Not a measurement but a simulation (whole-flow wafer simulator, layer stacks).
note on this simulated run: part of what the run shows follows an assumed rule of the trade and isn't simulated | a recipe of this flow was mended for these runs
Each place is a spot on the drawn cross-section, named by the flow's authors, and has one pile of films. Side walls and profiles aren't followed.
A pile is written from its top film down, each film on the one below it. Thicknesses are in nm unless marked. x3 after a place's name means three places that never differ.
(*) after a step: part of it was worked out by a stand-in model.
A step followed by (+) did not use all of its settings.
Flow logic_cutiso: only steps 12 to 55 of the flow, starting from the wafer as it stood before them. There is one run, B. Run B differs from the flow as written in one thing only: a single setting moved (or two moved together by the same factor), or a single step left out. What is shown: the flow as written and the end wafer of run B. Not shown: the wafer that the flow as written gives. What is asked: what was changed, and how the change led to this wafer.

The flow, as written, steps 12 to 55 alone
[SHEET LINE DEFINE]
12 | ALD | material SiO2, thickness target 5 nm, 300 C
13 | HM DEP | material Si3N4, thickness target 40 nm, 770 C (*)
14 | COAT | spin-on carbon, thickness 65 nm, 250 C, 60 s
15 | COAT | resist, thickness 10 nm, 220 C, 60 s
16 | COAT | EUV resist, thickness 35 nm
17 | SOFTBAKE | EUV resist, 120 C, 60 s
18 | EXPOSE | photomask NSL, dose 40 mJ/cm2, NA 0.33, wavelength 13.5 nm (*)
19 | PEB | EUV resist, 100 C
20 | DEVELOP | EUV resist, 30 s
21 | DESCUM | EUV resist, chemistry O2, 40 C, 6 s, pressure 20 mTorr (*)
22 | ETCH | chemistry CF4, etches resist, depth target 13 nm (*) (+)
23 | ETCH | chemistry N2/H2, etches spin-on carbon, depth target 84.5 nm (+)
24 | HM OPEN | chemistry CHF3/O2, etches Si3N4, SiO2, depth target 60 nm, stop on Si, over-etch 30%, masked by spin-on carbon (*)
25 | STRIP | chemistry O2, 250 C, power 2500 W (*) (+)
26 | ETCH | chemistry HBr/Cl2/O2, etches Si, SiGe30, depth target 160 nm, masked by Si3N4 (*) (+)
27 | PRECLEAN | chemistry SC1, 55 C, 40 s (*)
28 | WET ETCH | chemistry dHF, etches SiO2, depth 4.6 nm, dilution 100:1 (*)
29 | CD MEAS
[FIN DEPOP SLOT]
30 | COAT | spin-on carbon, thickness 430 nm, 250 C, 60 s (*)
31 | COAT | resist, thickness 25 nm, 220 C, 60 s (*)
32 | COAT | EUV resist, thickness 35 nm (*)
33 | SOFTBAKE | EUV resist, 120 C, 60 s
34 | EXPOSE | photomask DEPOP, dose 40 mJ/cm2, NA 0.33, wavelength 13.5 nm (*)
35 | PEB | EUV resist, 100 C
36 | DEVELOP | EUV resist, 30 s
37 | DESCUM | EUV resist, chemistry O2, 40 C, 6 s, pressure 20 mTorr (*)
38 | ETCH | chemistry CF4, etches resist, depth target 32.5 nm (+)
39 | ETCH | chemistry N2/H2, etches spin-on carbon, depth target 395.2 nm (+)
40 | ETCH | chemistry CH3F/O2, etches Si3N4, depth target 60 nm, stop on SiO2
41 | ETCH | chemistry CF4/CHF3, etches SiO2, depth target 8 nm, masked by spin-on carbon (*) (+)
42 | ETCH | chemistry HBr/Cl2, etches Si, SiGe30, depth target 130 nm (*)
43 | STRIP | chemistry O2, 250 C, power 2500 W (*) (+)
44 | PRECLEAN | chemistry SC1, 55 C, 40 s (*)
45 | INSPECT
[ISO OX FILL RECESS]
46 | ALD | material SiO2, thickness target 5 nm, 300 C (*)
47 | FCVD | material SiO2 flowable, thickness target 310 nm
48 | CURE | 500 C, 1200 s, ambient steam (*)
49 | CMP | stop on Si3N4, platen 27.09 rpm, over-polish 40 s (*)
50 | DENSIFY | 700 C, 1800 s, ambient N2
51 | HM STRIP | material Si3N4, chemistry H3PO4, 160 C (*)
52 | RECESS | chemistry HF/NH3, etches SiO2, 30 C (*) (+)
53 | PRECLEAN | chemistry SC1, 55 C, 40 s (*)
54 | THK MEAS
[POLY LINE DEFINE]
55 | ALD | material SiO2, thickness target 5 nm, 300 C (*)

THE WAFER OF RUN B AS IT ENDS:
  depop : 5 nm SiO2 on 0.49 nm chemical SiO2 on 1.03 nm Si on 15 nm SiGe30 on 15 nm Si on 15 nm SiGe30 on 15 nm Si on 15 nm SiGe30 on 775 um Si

Cause: step 41, ETCH: depth target 4.3 nm was run, whereas the flow has depth target 8 nm.

Step by step, how the change led to this:
  41 | ETCH | chemistry CF4/CHF3, etches SiO2, depth target 8 nm, masked by spin-on carbon (*) (+)
      depop: -4.3 SiO2 (as written it would have been: -4.92 SiO2 (all of it), -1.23 Si)
      gfld: -4.3 resist (as written it would have been: -7.79 resist (all of it), -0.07 spin-on carbon)
      (as well as at 20 more places)
  42 | ETCH | chemistry HBr/Cl2, etches Si, SiGe30, depth target 130 nm (*)
      depop: -0.62 SiO2 (all of it), -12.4 Si (as written it would have been: -13.8 Si (all of it), -15 SiGe30 (all of it), -15 Si (all of it), -15 SiGe30 (all of it), -15 Si (all of it), -15 SiGe30 (all of it), -41.2 Si)
      gfld: -3.49 resist (all of it), -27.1 spin-on carbon (as written it would have been: -32 spin-on carbon)
      (as well as at 19 more places)
  47 | FCVD | material SiO2 flowable, thickness target 310 nm
      dpovl, isow, nsgap: +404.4 SiO2 flowable (new film) (as written it would have been: +392 SiO2 flowable (new film))
      depop: +253.3 SiO2 flowable (new film) (as written it would have been: +359.8 SiO2 flowable (new film))
      (as well as at 1 more place)
  49 | CMP | stop on Si3N4, platen 27.09 rpm, over-polish 40 s (*)
      isow, nsgap: -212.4 SiO2 flowable (as written it would have been: -200.2 SiO2 flowable)
      depop: -212.6 SiO2 flowable (as written it would have been: -200.4 SiO2 flowable)
      (as well as at 2 more places)
  52 | RECESS | chemistry HF/NH3, etches SiO2, 30 C (*) (+)
      depop: -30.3 SiO2 flowable (all of it), -5 SiO2 (all of it), -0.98 chemical SiO2 (all of it) (as written it would have been: -118.1 SiO2 flowable)
  53 | PRECLEAN | chemistry SC1, 55 C, 40 s (*)
      depop: +0.49 chemical SiO2 (new film), -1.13 Si (as written it would have been: -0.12 SiO2 flowable)
